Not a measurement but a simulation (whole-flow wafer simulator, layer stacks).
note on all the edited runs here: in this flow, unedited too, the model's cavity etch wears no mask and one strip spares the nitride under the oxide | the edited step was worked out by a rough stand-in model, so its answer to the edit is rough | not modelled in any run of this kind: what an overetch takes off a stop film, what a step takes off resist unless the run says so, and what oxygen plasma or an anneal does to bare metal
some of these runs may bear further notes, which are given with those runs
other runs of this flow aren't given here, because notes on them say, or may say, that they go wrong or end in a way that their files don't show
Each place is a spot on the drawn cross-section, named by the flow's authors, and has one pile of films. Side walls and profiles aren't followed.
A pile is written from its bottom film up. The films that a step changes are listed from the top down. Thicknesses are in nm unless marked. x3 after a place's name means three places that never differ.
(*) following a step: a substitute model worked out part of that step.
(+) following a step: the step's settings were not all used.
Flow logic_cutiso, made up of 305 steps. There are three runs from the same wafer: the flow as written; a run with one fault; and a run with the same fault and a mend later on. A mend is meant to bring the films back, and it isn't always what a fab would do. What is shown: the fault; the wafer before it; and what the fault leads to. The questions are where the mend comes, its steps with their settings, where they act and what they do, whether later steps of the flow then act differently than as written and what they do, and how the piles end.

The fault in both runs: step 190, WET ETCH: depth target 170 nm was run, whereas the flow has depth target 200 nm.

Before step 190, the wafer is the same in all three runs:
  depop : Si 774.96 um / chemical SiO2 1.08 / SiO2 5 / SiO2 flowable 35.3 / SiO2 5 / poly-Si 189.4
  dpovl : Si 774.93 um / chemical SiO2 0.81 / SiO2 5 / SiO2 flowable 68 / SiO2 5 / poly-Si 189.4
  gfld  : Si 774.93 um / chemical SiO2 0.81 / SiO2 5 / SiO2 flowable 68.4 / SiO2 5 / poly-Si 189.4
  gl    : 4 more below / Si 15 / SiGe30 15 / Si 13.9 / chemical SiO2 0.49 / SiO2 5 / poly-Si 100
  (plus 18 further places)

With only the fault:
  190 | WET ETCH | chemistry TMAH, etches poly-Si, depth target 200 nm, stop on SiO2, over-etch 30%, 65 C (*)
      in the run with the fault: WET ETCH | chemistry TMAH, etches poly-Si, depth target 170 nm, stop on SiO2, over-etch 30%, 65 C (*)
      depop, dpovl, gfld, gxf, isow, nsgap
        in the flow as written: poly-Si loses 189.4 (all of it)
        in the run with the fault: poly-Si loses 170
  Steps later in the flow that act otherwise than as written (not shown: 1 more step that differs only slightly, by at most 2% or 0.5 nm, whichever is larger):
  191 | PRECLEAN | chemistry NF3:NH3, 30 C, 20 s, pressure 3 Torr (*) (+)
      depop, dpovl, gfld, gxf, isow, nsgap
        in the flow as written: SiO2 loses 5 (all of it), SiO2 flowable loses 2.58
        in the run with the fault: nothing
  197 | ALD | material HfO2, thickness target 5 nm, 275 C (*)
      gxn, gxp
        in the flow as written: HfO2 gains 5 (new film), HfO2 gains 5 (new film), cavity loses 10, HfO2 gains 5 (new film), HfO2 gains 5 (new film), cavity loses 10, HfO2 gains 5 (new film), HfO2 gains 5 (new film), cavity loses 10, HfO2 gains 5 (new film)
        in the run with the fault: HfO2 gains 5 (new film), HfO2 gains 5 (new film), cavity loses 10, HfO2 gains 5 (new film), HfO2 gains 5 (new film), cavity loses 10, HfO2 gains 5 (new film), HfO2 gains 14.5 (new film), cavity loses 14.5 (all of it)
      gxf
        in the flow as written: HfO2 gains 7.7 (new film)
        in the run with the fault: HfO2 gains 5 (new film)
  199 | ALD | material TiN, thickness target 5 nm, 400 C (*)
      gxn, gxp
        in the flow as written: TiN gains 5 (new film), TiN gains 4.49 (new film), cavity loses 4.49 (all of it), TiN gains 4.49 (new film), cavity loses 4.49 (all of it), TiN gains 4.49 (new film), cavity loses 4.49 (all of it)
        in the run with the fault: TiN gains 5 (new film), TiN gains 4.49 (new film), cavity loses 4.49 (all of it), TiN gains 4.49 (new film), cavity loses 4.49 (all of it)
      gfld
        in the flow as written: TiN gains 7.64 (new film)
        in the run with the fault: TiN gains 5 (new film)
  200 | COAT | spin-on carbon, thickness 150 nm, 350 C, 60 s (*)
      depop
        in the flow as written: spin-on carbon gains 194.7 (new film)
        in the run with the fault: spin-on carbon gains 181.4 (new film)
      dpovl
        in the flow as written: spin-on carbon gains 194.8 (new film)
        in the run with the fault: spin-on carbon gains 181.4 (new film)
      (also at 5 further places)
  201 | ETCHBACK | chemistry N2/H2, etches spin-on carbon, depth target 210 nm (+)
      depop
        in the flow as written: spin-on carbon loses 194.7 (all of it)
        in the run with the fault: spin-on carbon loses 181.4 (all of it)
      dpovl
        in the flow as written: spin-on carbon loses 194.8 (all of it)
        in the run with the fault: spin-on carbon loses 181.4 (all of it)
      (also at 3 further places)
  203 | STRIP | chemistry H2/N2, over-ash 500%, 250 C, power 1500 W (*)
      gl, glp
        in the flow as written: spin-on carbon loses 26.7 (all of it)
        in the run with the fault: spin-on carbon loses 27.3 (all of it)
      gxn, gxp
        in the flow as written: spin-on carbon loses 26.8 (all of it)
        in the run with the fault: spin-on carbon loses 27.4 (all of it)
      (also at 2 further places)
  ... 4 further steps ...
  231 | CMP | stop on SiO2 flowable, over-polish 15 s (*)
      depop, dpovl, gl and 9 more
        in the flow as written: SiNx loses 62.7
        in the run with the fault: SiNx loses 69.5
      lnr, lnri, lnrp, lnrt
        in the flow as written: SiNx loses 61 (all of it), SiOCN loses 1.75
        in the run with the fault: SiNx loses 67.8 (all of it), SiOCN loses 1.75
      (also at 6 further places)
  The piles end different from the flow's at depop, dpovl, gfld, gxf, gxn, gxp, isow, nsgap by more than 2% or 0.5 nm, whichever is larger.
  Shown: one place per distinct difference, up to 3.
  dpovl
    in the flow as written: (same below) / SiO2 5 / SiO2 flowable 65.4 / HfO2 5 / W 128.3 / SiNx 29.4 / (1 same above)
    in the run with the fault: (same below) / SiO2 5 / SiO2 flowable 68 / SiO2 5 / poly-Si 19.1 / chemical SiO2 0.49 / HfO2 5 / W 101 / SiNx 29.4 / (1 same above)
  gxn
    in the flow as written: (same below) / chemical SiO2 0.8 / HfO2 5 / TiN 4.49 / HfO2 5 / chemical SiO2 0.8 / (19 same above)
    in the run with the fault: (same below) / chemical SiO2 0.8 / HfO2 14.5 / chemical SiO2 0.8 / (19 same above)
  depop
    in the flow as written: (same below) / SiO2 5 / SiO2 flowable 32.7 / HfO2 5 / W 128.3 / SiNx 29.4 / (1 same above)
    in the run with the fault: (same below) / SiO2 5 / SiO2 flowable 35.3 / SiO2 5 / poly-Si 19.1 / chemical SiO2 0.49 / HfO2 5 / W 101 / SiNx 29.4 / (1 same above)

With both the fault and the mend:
  The mend follows step 190.
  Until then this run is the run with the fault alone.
  190a | WET ETCH | chemistry TMAH, etches poly-Si, depth target 30 nm, stop on SiO2, over-etch 30%, 65 C (*) (a further turn of the flow's step 190, with different settings)
      depop, dpovl, gfld, gxf, isow, nsgap
        poly-Si loses 19.4 (all of it)
  None of the later steps of the flow acts differently than as written at any place that is followed.
  By the end, the piles equal the flow's at every place that both follow.
